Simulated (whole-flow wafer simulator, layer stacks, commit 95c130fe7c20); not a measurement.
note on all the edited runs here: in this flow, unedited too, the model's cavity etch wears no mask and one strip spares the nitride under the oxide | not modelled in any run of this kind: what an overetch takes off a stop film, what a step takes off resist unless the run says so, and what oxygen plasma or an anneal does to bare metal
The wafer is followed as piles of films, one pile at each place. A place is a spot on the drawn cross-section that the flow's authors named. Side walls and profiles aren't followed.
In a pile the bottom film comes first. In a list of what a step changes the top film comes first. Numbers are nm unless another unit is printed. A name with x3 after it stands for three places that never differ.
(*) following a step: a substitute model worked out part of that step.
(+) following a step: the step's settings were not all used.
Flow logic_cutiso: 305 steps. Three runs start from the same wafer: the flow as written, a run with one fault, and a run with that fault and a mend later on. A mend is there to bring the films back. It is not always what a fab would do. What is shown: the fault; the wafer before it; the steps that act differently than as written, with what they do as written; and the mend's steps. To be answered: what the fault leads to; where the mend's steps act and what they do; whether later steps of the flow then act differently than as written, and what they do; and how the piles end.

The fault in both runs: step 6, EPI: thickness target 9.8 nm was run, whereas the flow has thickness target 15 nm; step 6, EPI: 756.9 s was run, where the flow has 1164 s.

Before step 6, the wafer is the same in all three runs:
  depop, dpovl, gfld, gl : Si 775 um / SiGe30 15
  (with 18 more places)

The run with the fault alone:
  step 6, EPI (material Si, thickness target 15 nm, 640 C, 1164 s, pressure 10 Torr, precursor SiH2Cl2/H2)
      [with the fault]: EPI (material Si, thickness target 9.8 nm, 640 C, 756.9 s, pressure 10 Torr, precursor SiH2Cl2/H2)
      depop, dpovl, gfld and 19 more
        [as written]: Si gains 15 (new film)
        [with the fault]: Si gains 9.75 (new film)
  Later steps of the flow acting differently than as written (2 more steps, not shown, differ only slightly: by at most 2% or 0.5 nm, whichever is larger):
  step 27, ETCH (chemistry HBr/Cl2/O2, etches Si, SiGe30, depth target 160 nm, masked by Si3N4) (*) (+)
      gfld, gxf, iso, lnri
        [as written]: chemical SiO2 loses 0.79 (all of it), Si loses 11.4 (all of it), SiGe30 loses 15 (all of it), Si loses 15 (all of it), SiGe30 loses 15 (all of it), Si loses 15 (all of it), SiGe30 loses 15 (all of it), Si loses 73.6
        [with the fault]: chemical SiO2 loses 0.79 (all of it), Si loses 11.4 (all of it), SiGe30 loses 15 (all of it), Si loses 15 (all of it), SiGe30 loses 15 (all of it), Si loses 9.75 (all of it), SiGe30 loses 15 (all of it), Si loses 78.9
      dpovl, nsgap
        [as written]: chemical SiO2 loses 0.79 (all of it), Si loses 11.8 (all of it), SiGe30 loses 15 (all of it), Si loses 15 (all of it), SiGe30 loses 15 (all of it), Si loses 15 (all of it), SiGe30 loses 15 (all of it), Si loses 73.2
        [with the fault]: chemical SiO2 loses 0.79 (all of it), Si loses 11.8 (all of it), SiGe30 loses 15 (all of it), Si loses 15 (all of it), SiGe30 loses 15 (all of it), Si loses 9.75 (all of it), SiGe30 loses 15 (all of it), Si loses 78.5
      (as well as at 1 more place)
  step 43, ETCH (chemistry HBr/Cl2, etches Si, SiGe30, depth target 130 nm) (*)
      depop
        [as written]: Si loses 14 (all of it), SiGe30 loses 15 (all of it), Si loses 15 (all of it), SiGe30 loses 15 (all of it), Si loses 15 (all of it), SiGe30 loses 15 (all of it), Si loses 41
        [with the fault]: Si loses 14 (all of it), SiGe30 loses 15 (all of it), Si loses 15 (all of it), SiGe30 loses 15 (all of it), Si loses 9.75 (all of it), SiGe30 loses 15 (all of it), Si loses 46.2
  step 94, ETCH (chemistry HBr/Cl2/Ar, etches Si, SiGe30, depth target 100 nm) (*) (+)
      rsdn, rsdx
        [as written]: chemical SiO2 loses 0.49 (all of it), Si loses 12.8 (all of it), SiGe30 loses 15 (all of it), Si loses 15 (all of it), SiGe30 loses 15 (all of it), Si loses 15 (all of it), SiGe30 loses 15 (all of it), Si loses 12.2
        [with the fault]: chemical SiO2 loses 0.49 (all of it), Si loses 12.8 (all of it), SiGe30 loses 15 (all of it), Si loses 15 (all of it), SiGe30 loses 15 (all of it), Si loses 9.75 (all of it), SiGe30 loses 15 (all of it), Si loses 17.4
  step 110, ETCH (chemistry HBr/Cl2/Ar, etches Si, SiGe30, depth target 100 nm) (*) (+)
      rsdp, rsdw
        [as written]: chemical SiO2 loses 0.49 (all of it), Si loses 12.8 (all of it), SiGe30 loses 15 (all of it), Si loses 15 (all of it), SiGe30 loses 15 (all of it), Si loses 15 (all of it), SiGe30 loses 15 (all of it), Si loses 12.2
        [with the fault]: chemical SiO2 loses 0.49 (all of it), Si loses 12.8 (all of it), SiGe30 loses 15 (all of it), Si loses 15 (all of it), SiGe30 loses 15 (all of it), Si loses 9.75 (all of it), SiGe30 loses 15 (all of it), Si loses 17.4
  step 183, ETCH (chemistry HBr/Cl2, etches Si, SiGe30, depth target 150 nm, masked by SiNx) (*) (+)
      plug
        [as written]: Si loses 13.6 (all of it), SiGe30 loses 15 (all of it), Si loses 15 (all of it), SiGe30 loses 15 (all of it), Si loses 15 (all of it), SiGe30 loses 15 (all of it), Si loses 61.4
        [with the fault]: Si loses 13.6 (all of it), SiGe30 loses 15 (all of it), Si loses 15 (all of it), SiGe30 loses 15 (all of it), Si loses 9.75 (all of it), SiGe30 loses 15 (all of it), Si loses 66.7
  The piles end different from the flow's at gl, glp, gxn and 6 more by more than 2% or 0.5 nm, whichever is larger.
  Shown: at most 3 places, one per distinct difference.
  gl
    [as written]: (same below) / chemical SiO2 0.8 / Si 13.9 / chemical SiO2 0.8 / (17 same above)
    [with the fault]: (same below) / chemical SiO2 0.8 / Si 8.67 / chemical SiO2 0.8 / (17 same above)
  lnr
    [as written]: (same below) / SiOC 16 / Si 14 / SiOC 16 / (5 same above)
    [with the fault]: (same below) / SiOC 16 / Si 8.73 / SiOC 16 / (5 same above)
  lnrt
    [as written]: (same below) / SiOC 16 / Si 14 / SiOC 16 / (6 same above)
    [with the fault]: (same below) / SiOC 16 / Si 8.73 / SiOC 16 / (6 same above)

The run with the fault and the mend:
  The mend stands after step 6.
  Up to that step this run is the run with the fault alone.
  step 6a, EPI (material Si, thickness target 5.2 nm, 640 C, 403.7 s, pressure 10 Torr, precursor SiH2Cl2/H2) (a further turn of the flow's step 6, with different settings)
      depop, dpovl, gfld and 19 more
        Si gains 5.2
  None of the later steps of the flow differs from how it acts as written, at any place that is followed, by more than 2% or 0.5 nm, whichever is larger.
  The piles end only slightly different from the flow's at the places that both follow, by no more than 2% or 0.5 nm, whichever is larger.
